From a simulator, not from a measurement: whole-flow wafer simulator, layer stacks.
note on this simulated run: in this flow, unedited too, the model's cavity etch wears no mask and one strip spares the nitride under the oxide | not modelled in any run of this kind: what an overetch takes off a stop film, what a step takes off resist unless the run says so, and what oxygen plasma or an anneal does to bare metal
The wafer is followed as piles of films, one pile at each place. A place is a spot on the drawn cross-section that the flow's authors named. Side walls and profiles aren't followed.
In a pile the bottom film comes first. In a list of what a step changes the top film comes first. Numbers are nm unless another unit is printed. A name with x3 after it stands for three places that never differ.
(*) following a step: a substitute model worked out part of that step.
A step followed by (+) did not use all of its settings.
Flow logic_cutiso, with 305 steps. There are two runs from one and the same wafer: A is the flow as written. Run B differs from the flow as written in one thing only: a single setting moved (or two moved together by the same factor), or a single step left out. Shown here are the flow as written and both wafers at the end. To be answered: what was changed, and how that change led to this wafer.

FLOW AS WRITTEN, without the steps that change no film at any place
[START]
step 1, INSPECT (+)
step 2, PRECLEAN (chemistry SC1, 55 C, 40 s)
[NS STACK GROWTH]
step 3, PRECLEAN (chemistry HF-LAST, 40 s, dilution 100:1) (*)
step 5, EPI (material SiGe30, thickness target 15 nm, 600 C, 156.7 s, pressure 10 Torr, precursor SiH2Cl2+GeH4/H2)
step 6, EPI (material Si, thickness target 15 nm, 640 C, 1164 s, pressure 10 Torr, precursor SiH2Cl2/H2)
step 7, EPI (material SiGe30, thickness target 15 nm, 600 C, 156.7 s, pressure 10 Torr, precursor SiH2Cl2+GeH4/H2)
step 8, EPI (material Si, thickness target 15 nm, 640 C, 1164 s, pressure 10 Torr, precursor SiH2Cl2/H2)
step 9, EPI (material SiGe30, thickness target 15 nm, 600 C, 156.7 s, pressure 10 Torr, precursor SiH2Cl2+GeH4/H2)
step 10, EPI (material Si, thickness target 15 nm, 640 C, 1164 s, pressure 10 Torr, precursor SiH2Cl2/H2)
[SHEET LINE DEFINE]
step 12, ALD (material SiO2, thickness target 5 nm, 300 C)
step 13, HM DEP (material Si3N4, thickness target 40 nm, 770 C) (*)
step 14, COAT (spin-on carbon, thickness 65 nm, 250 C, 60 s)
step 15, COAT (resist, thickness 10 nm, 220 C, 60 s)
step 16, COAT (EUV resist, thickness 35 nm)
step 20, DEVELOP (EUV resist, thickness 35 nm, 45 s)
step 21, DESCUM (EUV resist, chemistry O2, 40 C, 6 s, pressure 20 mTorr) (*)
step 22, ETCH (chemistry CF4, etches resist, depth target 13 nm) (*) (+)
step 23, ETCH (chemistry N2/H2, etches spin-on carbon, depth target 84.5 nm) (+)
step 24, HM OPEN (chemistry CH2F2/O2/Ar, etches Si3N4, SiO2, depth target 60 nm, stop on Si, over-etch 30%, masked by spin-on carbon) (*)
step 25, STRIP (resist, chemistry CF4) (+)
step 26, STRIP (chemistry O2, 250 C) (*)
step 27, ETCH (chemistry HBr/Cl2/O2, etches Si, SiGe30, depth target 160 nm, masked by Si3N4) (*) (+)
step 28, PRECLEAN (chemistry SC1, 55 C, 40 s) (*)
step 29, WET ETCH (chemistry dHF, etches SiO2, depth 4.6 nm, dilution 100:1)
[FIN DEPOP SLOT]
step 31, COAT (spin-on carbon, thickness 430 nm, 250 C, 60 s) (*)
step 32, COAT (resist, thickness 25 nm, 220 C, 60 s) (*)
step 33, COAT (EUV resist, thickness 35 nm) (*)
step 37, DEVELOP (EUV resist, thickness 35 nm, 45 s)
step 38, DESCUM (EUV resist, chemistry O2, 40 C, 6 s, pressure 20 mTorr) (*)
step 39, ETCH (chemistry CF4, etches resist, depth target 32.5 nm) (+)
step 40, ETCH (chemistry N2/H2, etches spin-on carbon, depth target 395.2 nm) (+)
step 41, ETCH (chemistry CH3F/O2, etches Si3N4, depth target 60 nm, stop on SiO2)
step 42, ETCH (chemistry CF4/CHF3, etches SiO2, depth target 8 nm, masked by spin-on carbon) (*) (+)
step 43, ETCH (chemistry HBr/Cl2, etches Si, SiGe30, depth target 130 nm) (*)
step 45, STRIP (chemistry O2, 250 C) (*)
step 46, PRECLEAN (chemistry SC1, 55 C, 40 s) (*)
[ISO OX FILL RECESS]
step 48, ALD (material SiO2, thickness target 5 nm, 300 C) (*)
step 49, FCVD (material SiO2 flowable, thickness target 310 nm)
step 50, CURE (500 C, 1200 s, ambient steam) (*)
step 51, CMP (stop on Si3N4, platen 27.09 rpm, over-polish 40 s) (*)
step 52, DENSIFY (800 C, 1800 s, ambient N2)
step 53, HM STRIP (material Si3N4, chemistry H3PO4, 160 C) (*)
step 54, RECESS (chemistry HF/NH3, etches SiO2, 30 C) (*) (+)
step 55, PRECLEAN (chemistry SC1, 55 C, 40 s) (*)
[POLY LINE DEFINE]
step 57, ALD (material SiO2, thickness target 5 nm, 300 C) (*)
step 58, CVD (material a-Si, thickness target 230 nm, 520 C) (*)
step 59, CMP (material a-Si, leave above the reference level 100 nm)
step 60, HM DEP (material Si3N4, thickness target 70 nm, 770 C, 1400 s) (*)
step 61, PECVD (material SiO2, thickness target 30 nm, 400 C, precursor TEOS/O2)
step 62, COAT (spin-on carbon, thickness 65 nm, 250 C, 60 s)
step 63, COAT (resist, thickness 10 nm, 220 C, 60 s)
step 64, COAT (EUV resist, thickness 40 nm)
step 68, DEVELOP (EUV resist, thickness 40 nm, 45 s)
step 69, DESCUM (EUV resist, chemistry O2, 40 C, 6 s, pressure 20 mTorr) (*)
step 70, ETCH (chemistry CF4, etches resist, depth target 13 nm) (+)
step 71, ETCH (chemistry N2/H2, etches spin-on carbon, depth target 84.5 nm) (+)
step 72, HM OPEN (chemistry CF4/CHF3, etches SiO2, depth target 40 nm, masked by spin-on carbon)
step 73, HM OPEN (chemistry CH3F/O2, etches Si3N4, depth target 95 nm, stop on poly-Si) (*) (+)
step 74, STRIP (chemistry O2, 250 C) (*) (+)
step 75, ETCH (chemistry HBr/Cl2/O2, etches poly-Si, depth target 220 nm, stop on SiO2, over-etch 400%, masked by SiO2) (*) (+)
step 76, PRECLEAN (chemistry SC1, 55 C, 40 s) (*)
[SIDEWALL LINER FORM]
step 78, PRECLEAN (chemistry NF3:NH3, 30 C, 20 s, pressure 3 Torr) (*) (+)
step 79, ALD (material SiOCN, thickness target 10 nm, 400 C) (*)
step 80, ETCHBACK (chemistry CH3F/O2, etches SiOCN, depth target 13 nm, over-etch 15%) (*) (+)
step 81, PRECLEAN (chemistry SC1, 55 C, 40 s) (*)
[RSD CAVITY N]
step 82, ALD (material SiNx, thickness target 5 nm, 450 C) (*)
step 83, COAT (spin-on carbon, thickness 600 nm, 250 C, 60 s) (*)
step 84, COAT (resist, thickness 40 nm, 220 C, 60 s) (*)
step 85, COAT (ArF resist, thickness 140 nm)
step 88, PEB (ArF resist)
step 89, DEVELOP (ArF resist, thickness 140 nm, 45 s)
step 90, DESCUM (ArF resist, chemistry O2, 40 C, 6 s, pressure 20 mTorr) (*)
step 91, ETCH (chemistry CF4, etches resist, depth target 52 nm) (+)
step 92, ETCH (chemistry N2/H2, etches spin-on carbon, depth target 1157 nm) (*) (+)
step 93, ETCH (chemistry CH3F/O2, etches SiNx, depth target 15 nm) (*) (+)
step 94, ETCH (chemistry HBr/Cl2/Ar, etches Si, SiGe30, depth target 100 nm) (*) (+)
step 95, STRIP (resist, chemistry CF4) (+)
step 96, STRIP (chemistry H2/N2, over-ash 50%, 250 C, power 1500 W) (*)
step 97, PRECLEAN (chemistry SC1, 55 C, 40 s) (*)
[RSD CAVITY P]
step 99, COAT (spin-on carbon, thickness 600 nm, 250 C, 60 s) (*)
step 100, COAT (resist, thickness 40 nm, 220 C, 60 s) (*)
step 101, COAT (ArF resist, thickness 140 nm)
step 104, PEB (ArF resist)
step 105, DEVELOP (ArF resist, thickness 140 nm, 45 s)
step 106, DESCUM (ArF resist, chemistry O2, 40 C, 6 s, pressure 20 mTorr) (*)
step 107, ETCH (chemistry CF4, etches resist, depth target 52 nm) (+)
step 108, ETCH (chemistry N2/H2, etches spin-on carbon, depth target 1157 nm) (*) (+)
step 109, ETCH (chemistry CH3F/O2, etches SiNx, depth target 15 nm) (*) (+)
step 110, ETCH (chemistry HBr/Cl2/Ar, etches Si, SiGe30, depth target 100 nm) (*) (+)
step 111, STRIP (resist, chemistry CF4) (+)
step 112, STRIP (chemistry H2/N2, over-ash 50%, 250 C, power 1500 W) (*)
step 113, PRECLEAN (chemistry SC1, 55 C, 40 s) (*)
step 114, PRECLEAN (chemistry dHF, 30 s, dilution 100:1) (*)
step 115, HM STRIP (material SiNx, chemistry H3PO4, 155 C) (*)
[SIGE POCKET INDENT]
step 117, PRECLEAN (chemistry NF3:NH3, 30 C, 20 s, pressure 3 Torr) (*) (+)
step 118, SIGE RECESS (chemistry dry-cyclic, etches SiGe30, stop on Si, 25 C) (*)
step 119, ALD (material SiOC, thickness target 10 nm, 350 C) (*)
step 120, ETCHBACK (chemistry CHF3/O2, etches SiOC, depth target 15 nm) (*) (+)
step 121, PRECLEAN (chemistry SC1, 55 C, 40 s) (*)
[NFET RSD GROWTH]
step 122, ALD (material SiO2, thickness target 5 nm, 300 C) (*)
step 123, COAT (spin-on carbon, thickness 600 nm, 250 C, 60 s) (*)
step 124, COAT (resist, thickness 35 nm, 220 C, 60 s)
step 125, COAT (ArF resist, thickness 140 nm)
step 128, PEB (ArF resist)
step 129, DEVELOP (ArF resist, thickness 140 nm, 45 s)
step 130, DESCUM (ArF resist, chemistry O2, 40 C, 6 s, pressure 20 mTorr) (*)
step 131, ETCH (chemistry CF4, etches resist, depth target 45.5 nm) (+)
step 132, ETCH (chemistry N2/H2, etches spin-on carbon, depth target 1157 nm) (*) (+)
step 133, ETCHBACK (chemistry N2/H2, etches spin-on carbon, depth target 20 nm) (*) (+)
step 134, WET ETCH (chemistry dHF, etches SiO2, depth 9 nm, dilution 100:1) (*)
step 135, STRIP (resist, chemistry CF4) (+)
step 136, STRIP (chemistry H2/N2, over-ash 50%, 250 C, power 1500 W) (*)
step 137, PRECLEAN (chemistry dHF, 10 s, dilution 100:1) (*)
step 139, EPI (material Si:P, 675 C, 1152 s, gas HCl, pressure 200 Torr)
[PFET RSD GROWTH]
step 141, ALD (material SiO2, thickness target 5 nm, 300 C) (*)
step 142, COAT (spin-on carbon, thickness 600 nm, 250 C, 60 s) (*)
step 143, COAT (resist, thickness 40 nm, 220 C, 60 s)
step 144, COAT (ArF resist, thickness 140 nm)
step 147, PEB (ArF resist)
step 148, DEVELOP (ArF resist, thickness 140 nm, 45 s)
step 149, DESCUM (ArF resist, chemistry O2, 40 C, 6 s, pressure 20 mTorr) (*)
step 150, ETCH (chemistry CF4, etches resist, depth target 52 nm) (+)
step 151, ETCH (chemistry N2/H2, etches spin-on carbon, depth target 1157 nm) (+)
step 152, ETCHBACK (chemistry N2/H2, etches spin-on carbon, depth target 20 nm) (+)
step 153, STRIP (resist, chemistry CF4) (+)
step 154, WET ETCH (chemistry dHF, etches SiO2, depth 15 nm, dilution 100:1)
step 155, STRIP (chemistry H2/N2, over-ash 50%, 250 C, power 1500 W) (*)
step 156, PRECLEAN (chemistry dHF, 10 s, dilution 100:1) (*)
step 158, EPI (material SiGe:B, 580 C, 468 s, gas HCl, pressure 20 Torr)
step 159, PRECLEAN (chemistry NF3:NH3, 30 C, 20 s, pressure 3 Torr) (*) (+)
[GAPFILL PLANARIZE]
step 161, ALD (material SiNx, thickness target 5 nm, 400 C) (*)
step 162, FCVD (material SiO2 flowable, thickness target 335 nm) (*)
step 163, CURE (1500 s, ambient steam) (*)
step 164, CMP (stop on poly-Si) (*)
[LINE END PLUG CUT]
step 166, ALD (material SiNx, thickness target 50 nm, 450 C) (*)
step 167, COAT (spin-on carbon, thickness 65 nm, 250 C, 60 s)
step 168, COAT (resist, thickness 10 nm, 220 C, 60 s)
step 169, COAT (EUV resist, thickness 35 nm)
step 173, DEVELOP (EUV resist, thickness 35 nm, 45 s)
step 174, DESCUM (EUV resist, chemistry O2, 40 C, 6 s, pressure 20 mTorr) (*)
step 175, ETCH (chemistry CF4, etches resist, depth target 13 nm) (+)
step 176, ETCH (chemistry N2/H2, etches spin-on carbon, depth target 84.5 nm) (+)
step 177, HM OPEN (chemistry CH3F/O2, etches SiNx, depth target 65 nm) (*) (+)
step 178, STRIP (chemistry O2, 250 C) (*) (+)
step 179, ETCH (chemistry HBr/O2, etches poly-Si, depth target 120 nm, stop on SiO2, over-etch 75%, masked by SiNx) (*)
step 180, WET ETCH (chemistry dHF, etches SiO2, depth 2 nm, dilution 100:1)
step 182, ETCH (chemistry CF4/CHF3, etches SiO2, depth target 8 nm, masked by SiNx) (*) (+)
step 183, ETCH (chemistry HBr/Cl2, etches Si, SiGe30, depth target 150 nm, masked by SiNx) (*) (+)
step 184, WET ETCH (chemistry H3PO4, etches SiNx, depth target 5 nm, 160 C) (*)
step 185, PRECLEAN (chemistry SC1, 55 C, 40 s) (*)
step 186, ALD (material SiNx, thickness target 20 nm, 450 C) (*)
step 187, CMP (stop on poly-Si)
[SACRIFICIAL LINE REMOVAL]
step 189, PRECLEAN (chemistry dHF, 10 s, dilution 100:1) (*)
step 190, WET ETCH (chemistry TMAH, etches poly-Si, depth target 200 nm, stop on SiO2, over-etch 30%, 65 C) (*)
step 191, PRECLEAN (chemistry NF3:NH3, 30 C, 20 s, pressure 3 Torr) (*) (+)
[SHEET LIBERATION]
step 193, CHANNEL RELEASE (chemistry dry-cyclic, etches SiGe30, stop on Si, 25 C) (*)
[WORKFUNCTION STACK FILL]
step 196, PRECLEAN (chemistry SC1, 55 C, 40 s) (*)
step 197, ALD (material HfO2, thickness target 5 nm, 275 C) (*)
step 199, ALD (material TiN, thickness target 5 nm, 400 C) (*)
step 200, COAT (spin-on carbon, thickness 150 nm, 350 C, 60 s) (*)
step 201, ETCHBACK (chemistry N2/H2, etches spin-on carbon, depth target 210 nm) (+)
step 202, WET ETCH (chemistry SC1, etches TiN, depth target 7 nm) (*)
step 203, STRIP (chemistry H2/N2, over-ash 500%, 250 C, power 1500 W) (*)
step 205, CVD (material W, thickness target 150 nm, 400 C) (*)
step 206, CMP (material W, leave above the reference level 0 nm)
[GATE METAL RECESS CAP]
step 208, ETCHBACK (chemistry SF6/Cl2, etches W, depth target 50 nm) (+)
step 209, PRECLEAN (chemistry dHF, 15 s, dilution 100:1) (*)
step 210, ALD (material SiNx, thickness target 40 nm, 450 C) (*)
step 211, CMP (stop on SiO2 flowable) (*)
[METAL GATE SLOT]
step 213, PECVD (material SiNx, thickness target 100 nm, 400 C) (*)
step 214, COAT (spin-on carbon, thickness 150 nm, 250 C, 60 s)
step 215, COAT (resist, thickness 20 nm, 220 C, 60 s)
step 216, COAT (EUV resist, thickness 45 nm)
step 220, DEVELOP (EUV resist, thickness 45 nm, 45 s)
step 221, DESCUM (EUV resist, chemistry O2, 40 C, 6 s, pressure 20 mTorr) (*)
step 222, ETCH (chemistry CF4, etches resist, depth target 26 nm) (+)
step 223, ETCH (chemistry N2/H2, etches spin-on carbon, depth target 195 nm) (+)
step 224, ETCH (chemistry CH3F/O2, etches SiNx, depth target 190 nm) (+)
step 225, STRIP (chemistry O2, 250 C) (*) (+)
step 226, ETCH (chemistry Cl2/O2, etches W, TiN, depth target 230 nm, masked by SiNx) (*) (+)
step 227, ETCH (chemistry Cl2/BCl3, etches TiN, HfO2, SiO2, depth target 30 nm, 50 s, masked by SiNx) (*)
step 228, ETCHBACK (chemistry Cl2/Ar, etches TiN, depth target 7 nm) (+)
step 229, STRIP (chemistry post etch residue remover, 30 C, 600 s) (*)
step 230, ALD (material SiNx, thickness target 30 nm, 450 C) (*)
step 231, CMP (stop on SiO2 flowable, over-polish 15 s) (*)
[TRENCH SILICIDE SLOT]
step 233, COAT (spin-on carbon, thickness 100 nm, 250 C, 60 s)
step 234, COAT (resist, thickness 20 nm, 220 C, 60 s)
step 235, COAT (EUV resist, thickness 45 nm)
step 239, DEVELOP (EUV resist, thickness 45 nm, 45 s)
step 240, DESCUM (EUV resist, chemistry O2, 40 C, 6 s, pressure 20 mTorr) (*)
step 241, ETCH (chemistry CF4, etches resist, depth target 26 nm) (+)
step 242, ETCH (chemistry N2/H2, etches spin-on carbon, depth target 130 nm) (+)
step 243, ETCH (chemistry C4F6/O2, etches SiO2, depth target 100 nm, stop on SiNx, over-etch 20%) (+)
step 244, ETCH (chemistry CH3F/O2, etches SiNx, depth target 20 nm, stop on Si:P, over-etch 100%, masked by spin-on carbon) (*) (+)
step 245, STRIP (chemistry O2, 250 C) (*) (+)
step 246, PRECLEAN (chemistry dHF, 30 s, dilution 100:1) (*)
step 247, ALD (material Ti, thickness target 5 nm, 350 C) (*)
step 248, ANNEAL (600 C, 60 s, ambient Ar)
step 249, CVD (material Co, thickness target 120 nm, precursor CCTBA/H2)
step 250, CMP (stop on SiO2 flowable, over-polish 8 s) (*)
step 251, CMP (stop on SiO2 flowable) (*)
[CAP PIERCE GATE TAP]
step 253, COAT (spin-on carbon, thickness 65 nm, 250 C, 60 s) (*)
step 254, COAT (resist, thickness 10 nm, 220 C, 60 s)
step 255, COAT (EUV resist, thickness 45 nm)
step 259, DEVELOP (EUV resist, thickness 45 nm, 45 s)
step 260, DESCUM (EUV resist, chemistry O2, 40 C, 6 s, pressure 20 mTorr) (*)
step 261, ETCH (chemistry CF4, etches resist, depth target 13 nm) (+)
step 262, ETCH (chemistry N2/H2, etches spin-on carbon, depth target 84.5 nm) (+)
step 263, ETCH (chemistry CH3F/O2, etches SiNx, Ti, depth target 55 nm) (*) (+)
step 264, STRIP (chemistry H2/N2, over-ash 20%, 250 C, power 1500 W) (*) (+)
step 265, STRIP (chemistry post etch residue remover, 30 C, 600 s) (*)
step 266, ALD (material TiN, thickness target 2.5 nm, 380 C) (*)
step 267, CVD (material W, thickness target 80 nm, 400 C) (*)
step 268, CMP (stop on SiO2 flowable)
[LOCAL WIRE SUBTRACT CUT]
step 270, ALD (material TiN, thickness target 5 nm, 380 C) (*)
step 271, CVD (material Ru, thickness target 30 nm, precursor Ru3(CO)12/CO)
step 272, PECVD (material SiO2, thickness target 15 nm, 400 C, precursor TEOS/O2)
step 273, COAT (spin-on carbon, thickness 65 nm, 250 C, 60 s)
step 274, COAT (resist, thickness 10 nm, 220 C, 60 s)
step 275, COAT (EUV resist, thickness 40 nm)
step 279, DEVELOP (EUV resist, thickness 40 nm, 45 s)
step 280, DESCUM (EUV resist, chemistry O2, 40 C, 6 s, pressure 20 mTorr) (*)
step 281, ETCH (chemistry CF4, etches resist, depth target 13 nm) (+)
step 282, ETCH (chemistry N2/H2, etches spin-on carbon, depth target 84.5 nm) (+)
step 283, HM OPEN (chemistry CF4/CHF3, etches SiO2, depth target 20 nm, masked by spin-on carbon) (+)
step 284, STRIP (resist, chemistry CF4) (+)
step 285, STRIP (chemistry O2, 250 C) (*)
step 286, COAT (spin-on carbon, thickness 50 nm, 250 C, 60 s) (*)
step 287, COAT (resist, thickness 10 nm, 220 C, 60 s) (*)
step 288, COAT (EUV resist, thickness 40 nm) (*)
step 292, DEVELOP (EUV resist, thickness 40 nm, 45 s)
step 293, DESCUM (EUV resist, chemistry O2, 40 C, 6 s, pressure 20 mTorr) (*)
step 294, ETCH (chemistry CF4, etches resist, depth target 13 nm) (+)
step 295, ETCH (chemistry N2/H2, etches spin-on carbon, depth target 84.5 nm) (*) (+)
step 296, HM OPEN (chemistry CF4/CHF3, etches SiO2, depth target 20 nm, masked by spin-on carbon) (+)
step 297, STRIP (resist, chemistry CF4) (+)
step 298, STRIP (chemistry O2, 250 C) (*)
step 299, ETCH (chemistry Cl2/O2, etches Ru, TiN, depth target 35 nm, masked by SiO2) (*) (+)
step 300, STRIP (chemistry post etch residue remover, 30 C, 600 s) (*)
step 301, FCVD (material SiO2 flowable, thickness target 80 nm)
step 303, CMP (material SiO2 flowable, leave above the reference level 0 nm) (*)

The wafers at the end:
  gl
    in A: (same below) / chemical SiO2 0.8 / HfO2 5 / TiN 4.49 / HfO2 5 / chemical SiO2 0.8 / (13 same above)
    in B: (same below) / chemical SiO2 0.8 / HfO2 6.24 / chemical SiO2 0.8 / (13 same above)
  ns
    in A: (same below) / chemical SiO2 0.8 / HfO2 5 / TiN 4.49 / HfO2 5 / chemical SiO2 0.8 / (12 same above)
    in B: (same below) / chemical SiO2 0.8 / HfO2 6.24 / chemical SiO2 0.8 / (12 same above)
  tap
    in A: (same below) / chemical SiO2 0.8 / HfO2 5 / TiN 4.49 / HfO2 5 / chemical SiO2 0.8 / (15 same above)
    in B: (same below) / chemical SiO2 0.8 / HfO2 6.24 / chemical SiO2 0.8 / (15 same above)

What caused this: step 7, EPI: 70.5 s was run, while the flow as written has 156.7 s.

The path from the change to this, step by step:
  step 7, EPI (material SiGe30, thickness target 15 nm, 600 C, 156.7 s, pressure 10 Torr, precursor SiH2Cl2+GeH4/H2)
      depop, dpovl, gfld and 19 more: A SiGe30 gains 15 (new film) | B SiGe30 gains 6.75 (new film)
  step 27, ETCH (chemistry HBr/Cl2/O2, etches Si, SiGe30, depth target 160 nm, masked by Si3N4) (*) (+)
      gfld, gxf, iso, lnri: A chemical SiO2 loses 0.79 (all of it), Si loses 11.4 (all of it), SiGe30 loses 15 (all of it), Si loses 15 (all of it), SiGe30 loses 15 (all of it), Si loses 15 (all of it), SiGe30 loses 15 (all of it), Si loses 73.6 | B chemical SiO2 loses 0.79 (all of it), Si loses 11.4 (all of it), SiGe30 loses 15 (all of it), Si loses 15 (all of it), SiGe30 loses 6.75 (all of it), Si loses 15 (all of it), SiGe30 loses 15 (all of it), Si loses 81.9
      dpovl, nsgap: A chemical SiO2 loses 0.79 (all of it), Si loses 11.8 (all of it), SiGe30 loses 15 (all of it), Si loses 15 (all of it), SiGe30 loses 15 (all of it), Si loses 15 (all of it), SiGe30 loses 15 (all of it), Si loses 73.2 | B chemical SiO2 loses 0.79 (all of it), Si loses 11.8 (all of it), SiGe30 loses 15 (all of it), Si loses 15 (all of it), SiGe30 loses 6.75 (all of it), Si loses 15 (all of it), SiGe30 loses 15 (all of it), Si loses 81.5
      (also at 1 further place)
  step 43, ETCH (chemistry HBr/Cl2, etches Si, SiGe30, depth target 130 nm) (*)
      depop: A Si loses 14 (all of it), SiGe30 loses 15 (all of it), Si loses 15 (all of it), SiGe30 loses 15 (all of it), Si loses 15 (all of it), SiGe30 loses 15 (all of it), Si loses 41 | B Si loses 14 (all of it), SiGe30 loses 15 (all of it), Si loses 15 (all of it), SiGe30 loses 6.75 (all of it), Si loses 15 (all of it), SiGe30 loses 15 (all of it), Si loses 49.2
  step 94, ETCH (chemistry HBr/Cl2/Ar, etches Si, SiGe30, depth target 100 nm) (*) (+)
      rsdn, rsdx: A chemical SiO2 loses 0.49 (all of it), Si loses 12.8 (all of it), SiGe30 loses 15 (all of it), Si loses 15 (all of it), SiGe30 loses 15 (all of it), Si loses 15 (all of it), SiGe30 loses 15 (all of it), Si loses 12.2 | B chemical SiO2 loses 0.49 (all of it), Si loses 12.8 (all of it), SiGe30 loses 15 (all of it), Si loses 15 (all of it), SiGe30 loses 6.75 (all of it), Si loses 15 (all of it), SiGe30 loses 15 (all of it), Si loses 20.4
  step 110, ETCH (chemistry HBr/Cl2/Ar, etches Si, SiGe30, depth target 100 nm) (*) (+)
      rsdp, rsdw: A chemical SiO2 loses 0.49 (all of it), Si loses 12.8 (all of it), SiGe30 loses 15 (all of it), Si loses 15 (all of it), SiGe30 loses 15 (all of it), Si loses 15 (all of it), SiGe30 loses 15 (all of it), Si loses 12.2 | B chemical SiO2 loses 0.49 (all of it), Si loses 12.8 (all of it), SiGe30 loses 15 (all of it), Si loses 15 (all of it), SiGe30 loses 6.75 (all of it), Si loses 15 (all of it), SiGe30 loses 15 (all of it), Si loses 20.4
  step 118, SIGE RECESS (chemistry dry-cyclic, etches SiGe30, stop on Si, 25 C) (*)
      lnr, lnrp, lnrt: A SiOCN loses 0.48, Si loses 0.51, cavity gains 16 (new film), SiGe30 loses 15 (all of it), Si loses 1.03, cavity gains 16 (new film), SiGe30 loses 15 (all of it), Si loses 1.03, cavity gains 16 (new film), SiGe30 loses 15 (all of it), Si loses 0.51 | B SiOCN loses 0.48, Si loses 0.51, cavity gains 16 (new film), SiGe30 loses 15 (all of it), Si loses 1.03, cavity gains 7.78 (new film), SiGe30 loses 6.75 (all of it), Si loses 1.03, cavity gains 16 (new film), SiGe30 loses 15 (all of it), Si loses 0.51
  step 119, ALD (material SiOC, thickness target 10 nm, 350 C) (*)
      lnr, lnrp, lnrt: A SiOC gains 10 (new film), SiOC gains 16 (new film), cavity loses 16 (all of it), SiOC gains 16 (new film), cavity loses 16 (all of it), SiOC gains 16 (new film), cavity loses 16 (all of it) | B SiOC gains 10 (new film), SiOC gains 16 (new film), cavity loses 16 (all of it), SiOC gains 7.78 (new film), cavity loses 7.78 (all of it), SiOC gains 16 (new film), cavity loses 16 (all of it)
  step 183, ETCH (chemistry HBr/Cl2, etches Si, SiGe30, depth target 150 nm, masked by SiNx) (*) (+)
      plug: A Si loses 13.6 (all of it), SiGe30 loses 15 (all of it), Si loses 15 (all of it), SiGe30 loses 15 (all of it), Si loses 15 (all of it), SiGe30 loses 15 (all of it), Si loses 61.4 | B Si loses 13.6 (all of it), SiGe30 loses 15 (all of it), Si loses 15 (all of it), SiGe30 loses 6.75 (all of it), Si loses 15 (all of it), SiGe30 loses 15 (all of it), Si loses 69.7
  step 193, CHANNEL RELEASE (chemistry dry-cyclic, etches SiGe30, stop on Si, 25 C) (*)
      gl, glp, gxn, gxp, ns, tap: A chemical SiO2 gains 0.8 (new film), Si loses 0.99, chemical SiO2 gains 0.8 (new film), cavity gains 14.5 (new film), chemical SiO2 gains 0.8 (new film), SiGe30 loses 15 (all of it), Si loses 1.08, chemical SiO2 gains 0.8 (new film), cavity gains 14.5 (new film), chemical SiO2 gains 0.8 (new film), SiGe30 loses 15 (all of it), Si loses 1.08, chemical SiO2 gains 0.8 (new film), cavity gains 14.5 (new film), chemical SiO2 gains 0.8 (new film), SiGe30 loses 15 (all of it), Si loses 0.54 | B chemical SiO2 gains 0.8 (new film), Si loses 0.99, chemical SiO2 gains 0.8 (new film), cavity gains 14.5 (new film), chemical SiO2 gains 0.8 (new film), SiGe30 loses 15 (all of it), Si loses 1.08, chemical SiO2 gains 0.8 (new film), cavity gains 6.24 (new film), chemical SiO2 gains 0.8 (new film), SiGe30 loses 6.75 (all of it), Si loses 1.08, chemical SiO2 gains 0.8 (new film), cavity gains 14.5 (new film), chemical SiO2 gains 0.8 (new film), SiGe30 loses 15 (all of it), Si loses 0.54
  step 197, ALD (material HfO2, thickness target 5 nm, 275 C) (*)
      gl, glp, gxn, gxp, ns, tap: A HfO2 gains 5 (new film), HfO2 gains 5 (new film), cavity loses 10, HfO2 gains 5 (new film), HfO2 gains 5 (new film), cavity loses 10, HfO2 gains 5 (new film), HfO2 gains 5 (new film), cavity loses 10, HfO2 gains 5 (new film) | B HfO2 gains 5 (new film), HfO2 gains 5 (new film), cavity loses 10, HfO2 gains 5 (new film), HfO2 gains 6.24 (new film), cavity loses 6.24 (all of it), HfO2 gains 5 (new film), cavity loses 10, HfO2 gains 5 (new film)
  step 199, ALD (material TiN, thickness target 5 nm, 400 C) (*)
      gl, glp, tap: A TiN gains 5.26 (new film), TiN gains 4.49 (new film), cavity loses 4.49 (all of it), TiN gains 4.49 (new film), cavity loses 4.49 (all of it), TiN gains 4.49 (new film), cavity loses 4.49 (all of it) | B TiN gains 5.26 (new film), TiN gains 4.49 (new film), cavity loses 4.49 (all of it), TiN gains 4.49 (new film), cavity loses 4.49 (all of it)
      gxn, gxp, ns: A TiN gains 5 (new film), TiN gains 4.49 (new film), cavity loses 4.49 (all of it), TiN gains 4.49 (new film), cavity loses 4.49 (all of it), TiN gains 4.49 (new film), cavity loses 4.49 (all of it) | B TiN gains 5 (new film), TiN gains 4.49 (new film), cavity loses 4.49 (all of it), TiN gains 4.49 (new film), cavity loses 4.49 (all of it)
Taking metal films that touch as one body, gl has 3 bodies (between them, from the top down: HfO2 5 / chemical SiO2 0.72 / Si 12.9 / chemical SiO2 0.8 / HfO2 5; HfO2 5 / chemical SiO2 0.8 / Si 13.9 / chemical SiO2 0.8 / HfO2 6.24 / chemical SiO2 0.8 / Si 13.9 / chemical SiO2 0.8 / HfO2 5); the flow as written gives 4 bodies (between them, from the top down: HfO2 5 / chemical SiO2 0.72 / Si 12.9 / chemical SiO2 0.8 / HfO2 5; HfO2 5 / chemical SiO2 0.8 / Si 13.9 / chemical SiO2 0.8 / HfO2 5; HfO2 5 / chemical SiO2 0.8 / Si 13.9 / chemical SiO2 0.8 / HfO2 5).
Taking metal films that touch as one body, ns has 3 bodies (between them, from the top down: HfO2 5 / chemical SiO2 0.72 / Si 12.9 / chemical SiO2 0.8 / HfO2 5; HfO2 5 / chemical SiO2 0.8 / Si 13.9 / chemical SiO2 0.8 / HfO2 6.24 / chemical SiO2 0.8 / Si 13.9 / chemical SiO2 0.8 / HfO2 5); the flow as written gives 4 bodies (between them, from the top down: HfO2 5 / chemical SiO2 0.72 / Si 12.9 / chemical SiO2 0.8 / HfO2 5; HfO2 5 / chemical SiO2 0.8 / Si 13.9 / chemical SiO2 0.8 / HfO2 5; HfO2 5 / chemical SiO2 0.8 / Si 13.9 / chemical SiO2 0.8 / HfO2 5).
Taking metal films that touch as one body, tap has 3 bodies (between them, from the top down: HfO2 5 / chemical SiO2 0.72 / Si 12.9 / chemical SiO2 0.8 / HfO2 5; HfO2 5 / chemical SiO2 0.8 / Si 13.9 / chemical SiO2 0.8 / HfO2 6.24 / chemical SiO2 0.8 / Si 13.9 / chemical SiO2 0.8 / HfO2 5); the flow as written gives 4 bodies (between them, from the top down: HfO2 5 / chemical SiO2 0.72 / Si 12.9 / chemical SiO2 0.8 / HfO2 5; HfO2 5 / chemical SiO2 0.8 / Si 13.9 / chemical SiO2 0.8 / HfO2 5; HfO2 5 / chemical SiO2 0.8 / Si 13.9 / chemical SiO2 0.8 / HfO2 5).
